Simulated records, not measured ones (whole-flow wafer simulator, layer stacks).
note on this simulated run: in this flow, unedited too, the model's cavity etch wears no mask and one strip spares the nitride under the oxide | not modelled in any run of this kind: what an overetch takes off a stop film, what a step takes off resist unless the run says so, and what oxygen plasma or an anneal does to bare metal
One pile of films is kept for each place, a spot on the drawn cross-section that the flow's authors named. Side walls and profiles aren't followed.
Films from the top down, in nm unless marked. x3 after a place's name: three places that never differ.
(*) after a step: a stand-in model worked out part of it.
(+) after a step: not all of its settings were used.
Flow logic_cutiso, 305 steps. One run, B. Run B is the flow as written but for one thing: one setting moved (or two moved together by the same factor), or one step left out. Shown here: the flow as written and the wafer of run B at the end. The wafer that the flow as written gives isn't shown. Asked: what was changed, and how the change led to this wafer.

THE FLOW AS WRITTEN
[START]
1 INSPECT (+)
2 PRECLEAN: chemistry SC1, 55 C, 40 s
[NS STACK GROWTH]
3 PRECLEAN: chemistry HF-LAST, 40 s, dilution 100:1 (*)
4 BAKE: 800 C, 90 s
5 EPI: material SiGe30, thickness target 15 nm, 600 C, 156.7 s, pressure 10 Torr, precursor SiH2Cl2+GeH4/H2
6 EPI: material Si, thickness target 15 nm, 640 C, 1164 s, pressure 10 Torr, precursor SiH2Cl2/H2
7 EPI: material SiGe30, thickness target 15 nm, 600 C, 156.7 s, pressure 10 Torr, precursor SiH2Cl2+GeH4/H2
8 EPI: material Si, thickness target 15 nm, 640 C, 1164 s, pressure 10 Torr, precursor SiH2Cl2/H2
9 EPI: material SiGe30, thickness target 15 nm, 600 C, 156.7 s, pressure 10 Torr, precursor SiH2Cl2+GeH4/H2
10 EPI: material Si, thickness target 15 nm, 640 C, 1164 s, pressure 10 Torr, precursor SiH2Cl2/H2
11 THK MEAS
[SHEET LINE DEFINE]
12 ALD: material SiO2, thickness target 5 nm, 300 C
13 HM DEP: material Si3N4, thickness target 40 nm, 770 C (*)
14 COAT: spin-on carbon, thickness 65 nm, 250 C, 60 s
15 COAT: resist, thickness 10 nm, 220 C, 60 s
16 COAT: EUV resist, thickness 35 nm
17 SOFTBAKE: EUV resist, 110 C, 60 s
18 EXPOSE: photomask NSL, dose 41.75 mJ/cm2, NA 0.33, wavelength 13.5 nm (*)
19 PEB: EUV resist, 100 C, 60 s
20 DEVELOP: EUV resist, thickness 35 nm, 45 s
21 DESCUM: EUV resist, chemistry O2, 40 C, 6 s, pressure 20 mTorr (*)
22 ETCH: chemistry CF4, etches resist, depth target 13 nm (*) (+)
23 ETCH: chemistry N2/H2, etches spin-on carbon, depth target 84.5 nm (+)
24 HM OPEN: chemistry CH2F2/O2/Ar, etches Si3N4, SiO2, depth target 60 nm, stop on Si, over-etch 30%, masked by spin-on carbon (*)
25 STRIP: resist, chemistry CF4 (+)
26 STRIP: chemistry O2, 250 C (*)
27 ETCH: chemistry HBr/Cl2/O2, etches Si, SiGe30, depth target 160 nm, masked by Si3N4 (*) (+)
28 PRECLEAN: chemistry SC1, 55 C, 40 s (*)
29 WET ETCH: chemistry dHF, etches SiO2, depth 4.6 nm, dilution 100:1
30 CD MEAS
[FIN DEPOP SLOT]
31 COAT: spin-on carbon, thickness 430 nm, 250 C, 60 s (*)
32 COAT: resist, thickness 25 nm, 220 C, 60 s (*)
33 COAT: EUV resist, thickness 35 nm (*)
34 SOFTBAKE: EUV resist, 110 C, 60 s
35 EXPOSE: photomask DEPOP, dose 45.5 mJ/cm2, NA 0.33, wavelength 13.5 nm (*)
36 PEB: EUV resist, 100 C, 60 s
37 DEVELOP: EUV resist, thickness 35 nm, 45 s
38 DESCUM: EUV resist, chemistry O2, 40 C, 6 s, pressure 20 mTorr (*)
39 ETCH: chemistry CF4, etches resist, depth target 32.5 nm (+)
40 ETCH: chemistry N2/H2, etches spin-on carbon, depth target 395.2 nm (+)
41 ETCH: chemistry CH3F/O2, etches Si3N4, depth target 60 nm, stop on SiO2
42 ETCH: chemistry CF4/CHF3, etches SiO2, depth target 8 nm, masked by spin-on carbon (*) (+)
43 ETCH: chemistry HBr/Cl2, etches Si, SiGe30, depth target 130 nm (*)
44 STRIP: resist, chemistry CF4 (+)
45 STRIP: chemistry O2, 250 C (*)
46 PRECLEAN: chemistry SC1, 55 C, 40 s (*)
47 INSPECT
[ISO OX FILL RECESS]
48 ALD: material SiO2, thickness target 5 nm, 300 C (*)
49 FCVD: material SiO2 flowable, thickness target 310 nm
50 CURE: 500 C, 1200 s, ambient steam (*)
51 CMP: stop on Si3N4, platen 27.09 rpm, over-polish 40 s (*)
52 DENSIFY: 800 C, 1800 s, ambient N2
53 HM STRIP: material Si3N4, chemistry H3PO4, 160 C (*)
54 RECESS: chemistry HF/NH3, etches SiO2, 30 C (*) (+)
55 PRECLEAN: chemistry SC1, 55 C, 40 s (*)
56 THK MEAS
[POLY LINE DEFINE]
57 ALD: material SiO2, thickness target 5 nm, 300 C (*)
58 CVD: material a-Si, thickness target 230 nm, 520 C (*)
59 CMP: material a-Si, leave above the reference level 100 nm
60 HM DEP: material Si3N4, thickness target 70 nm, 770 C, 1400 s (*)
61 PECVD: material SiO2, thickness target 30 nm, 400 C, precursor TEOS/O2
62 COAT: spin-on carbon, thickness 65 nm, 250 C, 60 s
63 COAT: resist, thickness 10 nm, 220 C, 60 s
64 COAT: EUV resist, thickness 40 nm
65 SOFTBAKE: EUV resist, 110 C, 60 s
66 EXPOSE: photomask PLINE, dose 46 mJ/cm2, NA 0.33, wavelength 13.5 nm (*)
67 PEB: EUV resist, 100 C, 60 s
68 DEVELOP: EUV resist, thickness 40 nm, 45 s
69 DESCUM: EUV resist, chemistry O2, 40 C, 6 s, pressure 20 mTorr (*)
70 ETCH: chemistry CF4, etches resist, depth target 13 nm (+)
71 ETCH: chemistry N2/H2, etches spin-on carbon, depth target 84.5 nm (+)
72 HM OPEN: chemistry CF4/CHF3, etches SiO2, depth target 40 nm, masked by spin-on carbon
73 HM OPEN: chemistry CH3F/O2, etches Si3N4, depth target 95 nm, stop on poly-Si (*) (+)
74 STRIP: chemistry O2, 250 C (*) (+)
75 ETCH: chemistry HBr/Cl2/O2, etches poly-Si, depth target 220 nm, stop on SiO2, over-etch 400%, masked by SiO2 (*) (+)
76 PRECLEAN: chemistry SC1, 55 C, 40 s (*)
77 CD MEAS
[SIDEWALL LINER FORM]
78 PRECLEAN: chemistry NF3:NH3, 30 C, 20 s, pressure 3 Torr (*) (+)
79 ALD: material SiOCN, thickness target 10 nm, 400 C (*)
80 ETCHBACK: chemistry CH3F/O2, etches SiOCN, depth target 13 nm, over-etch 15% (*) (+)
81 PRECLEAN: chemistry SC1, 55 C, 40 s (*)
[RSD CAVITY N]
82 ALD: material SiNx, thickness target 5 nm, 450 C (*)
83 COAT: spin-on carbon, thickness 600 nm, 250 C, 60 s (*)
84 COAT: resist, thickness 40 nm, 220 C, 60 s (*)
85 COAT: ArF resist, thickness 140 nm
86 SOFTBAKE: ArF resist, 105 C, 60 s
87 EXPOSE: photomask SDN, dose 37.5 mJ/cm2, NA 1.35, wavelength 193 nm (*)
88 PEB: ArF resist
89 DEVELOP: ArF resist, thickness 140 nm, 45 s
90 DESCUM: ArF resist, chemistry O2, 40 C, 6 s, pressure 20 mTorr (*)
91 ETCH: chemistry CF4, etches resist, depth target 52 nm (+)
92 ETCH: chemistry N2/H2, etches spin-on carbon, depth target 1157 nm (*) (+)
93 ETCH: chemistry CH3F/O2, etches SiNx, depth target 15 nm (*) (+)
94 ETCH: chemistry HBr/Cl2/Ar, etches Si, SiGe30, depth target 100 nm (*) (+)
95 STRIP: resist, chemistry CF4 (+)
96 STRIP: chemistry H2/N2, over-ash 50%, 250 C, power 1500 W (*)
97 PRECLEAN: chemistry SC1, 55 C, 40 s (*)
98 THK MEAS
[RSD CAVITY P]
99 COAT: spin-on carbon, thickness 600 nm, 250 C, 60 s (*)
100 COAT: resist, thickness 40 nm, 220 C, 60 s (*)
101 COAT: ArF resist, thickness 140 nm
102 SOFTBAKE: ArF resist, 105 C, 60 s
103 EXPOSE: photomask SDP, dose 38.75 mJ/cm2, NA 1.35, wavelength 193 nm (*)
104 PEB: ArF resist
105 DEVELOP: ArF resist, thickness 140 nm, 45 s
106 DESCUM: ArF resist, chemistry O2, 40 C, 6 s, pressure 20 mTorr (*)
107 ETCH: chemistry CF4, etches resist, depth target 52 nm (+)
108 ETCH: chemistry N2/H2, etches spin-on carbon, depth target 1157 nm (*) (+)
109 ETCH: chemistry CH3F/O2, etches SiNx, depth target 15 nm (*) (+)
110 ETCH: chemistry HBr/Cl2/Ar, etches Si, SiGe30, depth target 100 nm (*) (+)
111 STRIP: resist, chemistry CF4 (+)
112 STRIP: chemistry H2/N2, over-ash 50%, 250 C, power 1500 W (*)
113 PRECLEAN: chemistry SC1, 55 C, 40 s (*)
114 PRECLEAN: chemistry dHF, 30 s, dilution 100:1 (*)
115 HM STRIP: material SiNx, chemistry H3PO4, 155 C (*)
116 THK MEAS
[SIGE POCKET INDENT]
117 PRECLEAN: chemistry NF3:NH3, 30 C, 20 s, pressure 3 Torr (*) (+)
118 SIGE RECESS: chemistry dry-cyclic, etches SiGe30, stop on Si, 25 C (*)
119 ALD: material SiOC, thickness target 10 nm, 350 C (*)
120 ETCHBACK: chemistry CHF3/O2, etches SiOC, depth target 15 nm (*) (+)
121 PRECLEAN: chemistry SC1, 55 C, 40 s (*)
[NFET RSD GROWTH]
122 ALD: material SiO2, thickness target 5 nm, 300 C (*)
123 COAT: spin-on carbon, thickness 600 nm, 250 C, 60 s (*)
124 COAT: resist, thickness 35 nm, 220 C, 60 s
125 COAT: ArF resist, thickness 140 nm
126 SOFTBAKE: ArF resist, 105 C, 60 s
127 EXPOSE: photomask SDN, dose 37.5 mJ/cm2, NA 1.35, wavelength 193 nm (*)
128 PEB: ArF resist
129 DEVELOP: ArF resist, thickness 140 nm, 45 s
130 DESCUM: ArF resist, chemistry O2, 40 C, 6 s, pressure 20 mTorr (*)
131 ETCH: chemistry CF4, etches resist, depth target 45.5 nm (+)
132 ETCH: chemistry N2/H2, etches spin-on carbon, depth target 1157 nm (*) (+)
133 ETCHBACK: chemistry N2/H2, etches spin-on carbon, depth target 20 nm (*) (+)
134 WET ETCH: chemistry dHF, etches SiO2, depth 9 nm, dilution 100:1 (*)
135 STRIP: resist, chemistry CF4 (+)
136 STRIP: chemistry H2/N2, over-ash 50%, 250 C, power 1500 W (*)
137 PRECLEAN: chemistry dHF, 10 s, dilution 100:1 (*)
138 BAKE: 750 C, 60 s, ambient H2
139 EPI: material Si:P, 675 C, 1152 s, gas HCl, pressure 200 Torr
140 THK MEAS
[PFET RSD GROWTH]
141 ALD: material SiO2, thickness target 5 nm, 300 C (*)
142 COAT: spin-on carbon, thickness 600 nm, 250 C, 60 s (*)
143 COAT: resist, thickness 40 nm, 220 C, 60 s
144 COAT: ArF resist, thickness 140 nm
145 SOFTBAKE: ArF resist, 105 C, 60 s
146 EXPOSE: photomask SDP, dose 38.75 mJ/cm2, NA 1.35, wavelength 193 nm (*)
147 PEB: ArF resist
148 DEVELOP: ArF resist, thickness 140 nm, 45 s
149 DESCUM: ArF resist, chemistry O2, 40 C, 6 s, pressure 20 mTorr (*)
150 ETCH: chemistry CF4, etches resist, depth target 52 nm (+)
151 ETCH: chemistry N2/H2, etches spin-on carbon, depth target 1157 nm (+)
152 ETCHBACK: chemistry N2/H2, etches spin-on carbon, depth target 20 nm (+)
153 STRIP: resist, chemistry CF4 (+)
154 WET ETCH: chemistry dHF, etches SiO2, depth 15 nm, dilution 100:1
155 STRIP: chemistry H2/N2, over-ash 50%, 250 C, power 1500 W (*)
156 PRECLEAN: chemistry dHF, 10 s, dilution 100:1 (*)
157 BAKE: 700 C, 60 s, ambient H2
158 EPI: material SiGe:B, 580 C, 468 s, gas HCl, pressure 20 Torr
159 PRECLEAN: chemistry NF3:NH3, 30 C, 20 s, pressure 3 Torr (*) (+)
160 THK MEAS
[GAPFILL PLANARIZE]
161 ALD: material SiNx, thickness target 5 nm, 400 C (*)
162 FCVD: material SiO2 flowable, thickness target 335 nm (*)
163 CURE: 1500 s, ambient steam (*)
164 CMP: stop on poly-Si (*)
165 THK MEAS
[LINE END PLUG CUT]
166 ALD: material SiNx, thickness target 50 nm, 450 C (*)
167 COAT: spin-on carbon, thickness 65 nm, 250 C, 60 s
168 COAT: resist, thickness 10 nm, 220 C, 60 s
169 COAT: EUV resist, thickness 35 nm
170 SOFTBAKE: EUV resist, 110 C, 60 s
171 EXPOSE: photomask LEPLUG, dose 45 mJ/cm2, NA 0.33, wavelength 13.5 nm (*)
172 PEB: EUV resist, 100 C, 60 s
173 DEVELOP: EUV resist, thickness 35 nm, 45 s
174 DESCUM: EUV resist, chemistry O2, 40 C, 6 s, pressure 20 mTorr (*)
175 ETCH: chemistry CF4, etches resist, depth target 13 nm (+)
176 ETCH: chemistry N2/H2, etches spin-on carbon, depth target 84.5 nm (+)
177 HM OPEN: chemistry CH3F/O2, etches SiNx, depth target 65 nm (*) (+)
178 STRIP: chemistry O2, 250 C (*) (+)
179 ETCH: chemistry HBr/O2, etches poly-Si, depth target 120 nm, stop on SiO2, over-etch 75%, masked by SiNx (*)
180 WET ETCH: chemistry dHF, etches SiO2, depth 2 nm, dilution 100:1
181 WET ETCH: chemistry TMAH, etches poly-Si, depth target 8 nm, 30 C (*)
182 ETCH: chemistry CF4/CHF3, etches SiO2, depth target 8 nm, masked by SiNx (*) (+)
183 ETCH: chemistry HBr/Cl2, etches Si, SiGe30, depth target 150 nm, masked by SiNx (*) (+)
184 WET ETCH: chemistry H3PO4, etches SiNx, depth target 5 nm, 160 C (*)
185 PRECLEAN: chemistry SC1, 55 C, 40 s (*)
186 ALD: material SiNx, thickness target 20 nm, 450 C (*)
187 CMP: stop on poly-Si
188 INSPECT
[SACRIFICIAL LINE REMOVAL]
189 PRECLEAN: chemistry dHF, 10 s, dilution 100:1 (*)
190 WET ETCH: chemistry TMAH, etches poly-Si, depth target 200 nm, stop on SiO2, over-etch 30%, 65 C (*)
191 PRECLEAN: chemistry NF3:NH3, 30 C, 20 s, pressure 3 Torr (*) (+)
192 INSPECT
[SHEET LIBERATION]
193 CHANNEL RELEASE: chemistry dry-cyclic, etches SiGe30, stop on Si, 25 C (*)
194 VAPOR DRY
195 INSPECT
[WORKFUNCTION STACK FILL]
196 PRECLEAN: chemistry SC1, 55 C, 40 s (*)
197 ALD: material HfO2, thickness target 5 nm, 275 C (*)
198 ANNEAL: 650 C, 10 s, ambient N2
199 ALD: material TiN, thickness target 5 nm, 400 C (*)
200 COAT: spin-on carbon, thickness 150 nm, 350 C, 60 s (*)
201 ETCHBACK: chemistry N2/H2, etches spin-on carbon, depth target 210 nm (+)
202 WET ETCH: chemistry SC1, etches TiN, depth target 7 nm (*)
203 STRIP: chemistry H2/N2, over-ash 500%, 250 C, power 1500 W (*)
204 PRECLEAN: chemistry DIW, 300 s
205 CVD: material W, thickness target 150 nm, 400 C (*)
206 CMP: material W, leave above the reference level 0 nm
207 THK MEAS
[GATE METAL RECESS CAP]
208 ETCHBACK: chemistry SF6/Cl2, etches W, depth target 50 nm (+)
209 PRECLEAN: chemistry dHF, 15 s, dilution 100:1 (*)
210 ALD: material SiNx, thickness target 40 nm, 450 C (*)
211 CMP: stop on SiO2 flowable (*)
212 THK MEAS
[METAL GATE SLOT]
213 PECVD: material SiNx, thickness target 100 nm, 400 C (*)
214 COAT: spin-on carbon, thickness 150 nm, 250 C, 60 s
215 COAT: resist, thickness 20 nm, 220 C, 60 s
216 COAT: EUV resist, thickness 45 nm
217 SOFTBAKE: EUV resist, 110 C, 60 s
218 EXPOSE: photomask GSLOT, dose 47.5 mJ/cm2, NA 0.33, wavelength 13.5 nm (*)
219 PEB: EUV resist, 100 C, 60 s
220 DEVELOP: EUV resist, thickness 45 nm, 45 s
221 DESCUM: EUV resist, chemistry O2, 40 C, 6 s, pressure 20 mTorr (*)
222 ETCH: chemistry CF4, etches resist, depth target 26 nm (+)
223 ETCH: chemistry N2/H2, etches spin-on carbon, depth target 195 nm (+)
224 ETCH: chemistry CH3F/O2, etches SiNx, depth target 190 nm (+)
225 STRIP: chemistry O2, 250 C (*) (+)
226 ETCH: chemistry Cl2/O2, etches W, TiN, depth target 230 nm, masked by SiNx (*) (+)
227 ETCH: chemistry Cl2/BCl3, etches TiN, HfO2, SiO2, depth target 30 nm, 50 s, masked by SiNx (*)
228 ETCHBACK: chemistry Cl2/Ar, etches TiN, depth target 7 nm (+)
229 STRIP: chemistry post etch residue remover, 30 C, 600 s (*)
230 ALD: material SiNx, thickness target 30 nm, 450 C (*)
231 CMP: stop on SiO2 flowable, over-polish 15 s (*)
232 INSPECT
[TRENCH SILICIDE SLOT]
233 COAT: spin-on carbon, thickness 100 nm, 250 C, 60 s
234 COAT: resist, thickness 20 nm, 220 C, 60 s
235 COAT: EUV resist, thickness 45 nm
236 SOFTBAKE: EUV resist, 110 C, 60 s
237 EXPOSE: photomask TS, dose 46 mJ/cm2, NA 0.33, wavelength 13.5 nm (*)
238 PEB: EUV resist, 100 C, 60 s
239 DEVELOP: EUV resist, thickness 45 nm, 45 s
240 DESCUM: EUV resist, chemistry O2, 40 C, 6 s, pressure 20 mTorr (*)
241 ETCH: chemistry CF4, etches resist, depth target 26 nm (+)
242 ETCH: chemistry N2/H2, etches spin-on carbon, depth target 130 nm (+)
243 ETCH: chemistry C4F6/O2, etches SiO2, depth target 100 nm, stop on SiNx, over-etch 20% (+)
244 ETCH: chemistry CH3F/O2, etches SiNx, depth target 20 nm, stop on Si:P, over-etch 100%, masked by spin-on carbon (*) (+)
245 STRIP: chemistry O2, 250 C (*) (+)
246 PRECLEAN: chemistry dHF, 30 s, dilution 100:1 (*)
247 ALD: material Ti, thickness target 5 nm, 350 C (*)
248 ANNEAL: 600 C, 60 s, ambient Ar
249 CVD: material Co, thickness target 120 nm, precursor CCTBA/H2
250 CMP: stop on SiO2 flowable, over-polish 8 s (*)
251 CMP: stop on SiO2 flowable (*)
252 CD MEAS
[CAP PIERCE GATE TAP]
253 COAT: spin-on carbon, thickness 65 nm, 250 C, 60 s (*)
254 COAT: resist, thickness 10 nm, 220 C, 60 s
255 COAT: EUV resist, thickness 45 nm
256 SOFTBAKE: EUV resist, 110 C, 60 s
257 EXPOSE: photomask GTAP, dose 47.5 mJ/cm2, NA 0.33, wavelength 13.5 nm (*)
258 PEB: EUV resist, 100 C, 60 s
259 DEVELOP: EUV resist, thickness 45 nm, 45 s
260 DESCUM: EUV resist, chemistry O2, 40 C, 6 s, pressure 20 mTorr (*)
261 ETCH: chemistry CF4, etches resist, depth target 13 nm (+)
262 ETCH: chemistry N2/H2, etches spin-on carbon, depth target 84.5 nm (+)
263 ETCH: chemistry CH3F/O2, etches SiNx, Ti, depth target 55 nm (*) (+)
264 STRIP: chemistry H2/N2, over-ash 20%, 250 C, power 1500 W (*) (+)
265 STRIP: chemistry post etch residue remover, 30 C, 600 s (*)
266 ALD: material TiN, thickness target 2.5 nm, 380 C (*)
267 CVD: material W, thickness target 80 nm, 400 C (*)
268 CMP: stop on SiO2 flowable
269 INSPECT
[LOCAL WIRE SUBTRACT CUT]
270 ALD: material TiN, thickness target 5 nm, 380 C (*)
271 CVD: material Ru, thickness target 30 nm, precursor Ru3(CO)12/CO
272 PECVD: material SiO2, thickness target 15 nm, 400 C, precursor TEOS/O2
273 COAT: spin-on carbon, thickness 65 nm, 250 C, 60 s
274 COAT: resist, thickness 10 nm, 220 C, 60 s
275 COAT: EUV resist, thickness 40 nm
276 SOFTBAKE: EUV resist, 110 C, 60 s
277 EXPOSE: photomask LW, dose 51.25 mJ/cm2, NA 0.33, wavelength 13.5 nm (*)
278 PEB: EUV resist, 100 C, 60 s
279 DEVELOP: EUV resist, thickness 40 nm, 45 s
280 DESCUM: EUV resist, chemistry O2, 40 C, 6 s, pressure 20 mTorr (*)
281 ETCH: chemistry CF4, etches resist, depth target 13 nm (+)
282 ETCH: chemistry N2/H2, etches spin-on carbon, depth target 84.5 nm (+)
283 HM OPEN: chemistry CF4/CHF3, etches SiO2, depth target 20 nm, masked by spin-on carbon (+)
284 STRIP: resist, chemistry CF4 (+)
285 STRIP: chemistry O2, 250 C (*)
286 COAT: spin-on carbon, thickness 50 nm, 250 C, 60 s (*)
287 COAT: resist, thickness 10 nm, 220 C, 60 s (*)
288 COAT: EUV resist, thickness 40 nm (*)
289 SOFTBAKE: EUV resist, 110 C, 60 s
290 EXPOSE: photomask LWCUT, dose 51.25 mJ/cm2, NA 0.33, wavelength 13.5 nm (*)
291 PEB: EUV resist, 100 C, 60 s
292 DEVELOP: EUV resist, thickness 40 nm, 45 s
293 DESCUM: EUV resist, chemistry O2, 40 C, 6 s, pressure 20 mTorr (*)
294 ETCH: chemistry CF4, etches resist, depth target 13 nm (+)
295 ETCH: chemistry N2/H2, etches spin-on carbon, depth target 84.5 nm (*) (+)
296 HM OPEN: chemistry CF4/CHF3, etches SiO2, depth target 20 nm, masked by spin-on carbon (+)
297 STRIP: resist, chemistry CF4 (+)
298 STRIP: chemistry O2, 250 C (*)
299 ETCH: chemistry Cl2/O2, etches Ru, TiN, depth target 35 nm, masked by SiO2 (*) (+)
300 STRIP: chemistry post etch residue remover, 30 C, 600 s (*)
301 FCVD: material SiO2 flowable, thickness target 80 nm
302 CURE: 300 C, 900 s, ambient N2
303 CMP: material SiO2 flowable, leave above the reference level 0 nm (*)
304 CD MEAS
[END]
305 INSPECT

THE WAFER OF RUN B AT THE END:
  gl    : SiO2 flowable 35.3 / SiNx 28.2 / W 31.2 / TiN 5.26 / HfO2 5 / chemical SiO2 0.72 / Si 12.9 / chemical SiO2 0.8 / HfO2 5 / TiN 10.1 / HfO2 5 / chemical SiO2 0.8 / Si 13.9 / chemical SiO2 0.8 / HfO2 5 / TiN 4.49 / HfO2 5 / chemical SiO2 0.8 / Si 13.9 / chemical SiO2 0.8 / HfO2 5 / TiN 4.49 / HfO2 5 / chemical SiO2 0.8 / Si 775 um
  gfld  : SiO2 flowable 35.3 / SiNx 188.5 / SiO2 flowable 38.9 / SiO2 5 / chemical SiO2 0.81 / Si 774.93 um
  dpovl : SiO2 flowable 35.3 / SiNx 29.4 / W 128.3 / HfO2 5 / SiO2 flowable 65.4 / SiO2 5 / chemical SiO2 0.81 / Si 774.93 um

The cause: step 9, EPI: thickness target 20.6 nm was run, where the flow has thickness target 15 nm; step 9, EPI: 215.5 s was run, where the flow has 156.7 s.

How the change led to this, step by step:
  9 EPI: material SiGe30, thickness target 15 nm, 600 C, 156.7 s, pressure 10 Torr, precursor SiH2Cl2+GeH4/H2
      depop, dpovl, gfld and 19 more: SiGe30 +20.6 (new film) (as written it would be: SiGe30 +15 (new film))
  27 ETCH: chemistry HBr/Cl2/O2, etches Si, SiGe30, depth target 160 nm, masked by Si3N4 (*) (+)
      gfld, gxf, iso, lnri: chemical SiO2 -0.79 (all of it), Si -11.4 (all of it), SiGe30 -20.6 (all of it), Si -15 (all of it), SiGe30 -15 (all of it), Si -15 (all of it), SiGe30 -15 (all of it), Si -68 (as written it would be: chemical SiO2 -0.79 (all of it), Si -11.4 (all of it), SiGe30 -15 (all of it), Si -15 (all of it), SiGe30 -15 (all of it), Si -15 (all of it), SiGe30 -15 (all of it), Si -73.6)
      dpovl, nsgap: chemical SiO2 -0.79 (all of it), Si -11.8 (all of it), SiGe30 -20.6 (all of it), Si -15 (all of it), SiGe30 -15 (all of it), Si -15 (all of it), SiGe30 -15 (all of it), Si -67.6 (as written it would be: chemical SiO2 -0.79 (all of it), Si -11.8 (all of it), SiGe30 -15 (all of it), Si -15 (all of it), SiGe30 -15 (all of it), Si -15 (all of it), SiGe30 -15 (all of it), Si -73.2)
      (and at 1 more place)
  43 ETCH: chemistry HBr/Cl2, etches Si, SiGe30, depth target 130 nm (*)
      depop: Si -14 (all of it), SiGe30 -20.6 (all of it), Si -15 (all of it), SiGe30 -15 (all of it), Si -15 (all of it), SiGe30 -15 (all of it), Si -35.3 (as written it would be: Si -14 (all of it), SiGe30 -15 (all of it), Si -15 (all of it), SiGe30 -15 (all of it), Si -15 (all of it), SiGe30 -15 (all of it), Si -41)
  94 ETCH: chemistry HBr/Cl2/Ar, etches Si, SiGe30, depth target 100 nm (*) (+)
      rsdn, rsdx: chemical SiO2 -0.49 (all of it), Si -12.8 (all of it), SiGe30 -20.6 (all of it), Si -15 (all of it), SiGe30 -15 (all of it), Si -15 (all of it), SiGe30 -15 (all of it), Si -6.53 (as written it would be: chemical SiO2 -0.49 (all of it), Si -12.8 (all of it), SiGe30 -15 (all of it), Si -15 (all of it), SiGe30 -15 (all of it), Si -15 (all of it), SiGe30 -15 (all of it), Si -12.2)
  110 ETCH: chemistry HBr/Cl2/Ar, etches Si, SiGe30, depth target 100 nm (*) (+)
      rsdp, rsdw: chemical SiO2 -0.49 (all of it), Si -12.8 (all of it), SiGe30 -20.6 (all of it), Si -15 (all of it), SiGe30 -15 (all of it), Si -15 (all of it), SiGe30 -15 (all of it), Si -6.53 (as written it would be: chemical SiO2 -0.49 (all of it), Si -12.8 (all of it), SiGe30 -15 (all of it), Si -15 (all of it), SiGe30 -15 (all of it), Si -15 (all of it), SiGe30 -15 (all of it), Si -12.2)
  118 SIGE RECESS: chemistry dry-cyclic, etches SiGe30, stop on Si, 25 C (*)
      lnr, lnrp, lnrt: SiOCN -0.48, Si -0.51, cavity +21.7 (new film), SiGe30 -20.6 (all of it), Si -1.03, cavity +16 (new film), SiGe30 -15 (all of it), Si -1.03, cavity +16 (new film), SiGe30 -15 (all of it), Si -0.51 (as written it would be: SiOCN -0.48, Si -0.51, cavity +16 (new film), SiGe30 -15 (all of it), Si -1.03, cavity +16 (new film), SiGe30 -15 (all of it), Si -1.03, cavity +16 (new film), SiGe30 -15 (all of it), Si -0.51)
  119 ALD: material SiOC, thickness target 10 nm, 350 C (*)
      lnr, lnrp, lnrt: SiOC +10 (new film), SiOC +21.7 (new film), cavity -21.7 (all of it), SiOC +16 (new film), cavity -16 (all of it), SiOC +16 (new film), cavity -16 (all of it) (as written it would be: SiOC +10 (new film), SiOC +16 (new film), cavity -16 (all of it), SiOC +16 (new film), cavity -16 (all of it), SiOC +16 (new film), cavity -16 (all of it))
  183 ETCH: chemistry HBr/Cl2, etches Si, SiGe30, depth target 150 nm, masked by SiNx (*) (+)
      plug: Si -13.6 (all of it), SiGe30 -20.6 (all of it), Si -15 (all of it), SiGe30 -15 (all of it), Si -15 (all of it), SiGe30 -15 (all of it), Si -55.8 (as written it would be: Si -13.6 (all of it), SiGe30 -15 (all of it), Si -15 (all of it), SiGe30 -15 (all of it), Si -15 (all of it), SiGe30 -15 (all of it), Si -61.4)
  193 CHANNEL RELEASE: chemistry dry-cyclic, etches SiGe30, stop on Si, 25 C (*)
      gl, glp, gxn, gxp, ns, tap: chemical SiO2 +0.8 (new film), Si -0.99, chemical SiO2 +0.8 (new film), cavity +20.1 (new film), chemical SiO2 +0.8 (new film), SiGe30 -20.6 (all of it), Si -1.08, chemical SiO2 +0.8 (new film), cavity +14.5 (new film), chemical SiO2 +0.8 (new film), SiGe30 -15 (all of it), Si -1.08, chemical SiO2 +0.8 (new film), cavity +14.5 (new film), chemical SiO2 +0.8 (new film), SiGe30 -15 (all of it), Si -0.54 (as written it would be: chemical SiO2 +0.8 (new film), Si -0.99, chemical SiO2 +0.8 (new film), cavity +14.5 (new film), chemical SiO2 +0.8 (new film), SiGe30 -15 (all of it), Si -1.08, chemical SiO2 +0.8 (new film), cavity +14.5 (new film), chemical SiO2 +0.8 (new film), SiGe30 -15 (all of it), Si -1.08, chemical SiO2 +0.8 (new film), cavity +14.5 (new film), chemical SiO2 +0.8 (new film), SiGe30 -15 (all of it), Si -0.54)
  199 ALD: material TiN, thickness target 5 nm, 400 C (*)
      gl, glp, tap: TiN +5.26 (new film), TiN +10.1 (new film), cavity -10.1 (all of it), TiN +4.49 (new film), cavity -4.49 (all of it), TiN +4.49 (new film), cavity -4.49 (all of it) (as written it would be: TiN +5.26 (new film), TiN +4.49 (new film), cavity -4.49 (all of it), TiN +4.49 (new film), cavity -4.49 (all of it), TiN +4.49 (new film), cavity -4.49 (all of it))
      gxn, gxp, ns: TiN +5 (new film), TiN +10.1 (new film), cavity -10.1 (all of it), TiN +4.49 (new film), cavity -4.49 (all of it), TiN +4.49 (new film), cavity -4.49 (all of it) (as written it would be: TiN +5 (new film), TiN +4.49 (new film), cavity -4.49 (all of it), TiN +4.49 (new film), cavity -4.49 (all of it), TiN +4.49 (new film), cavity -4.49 (all of it))
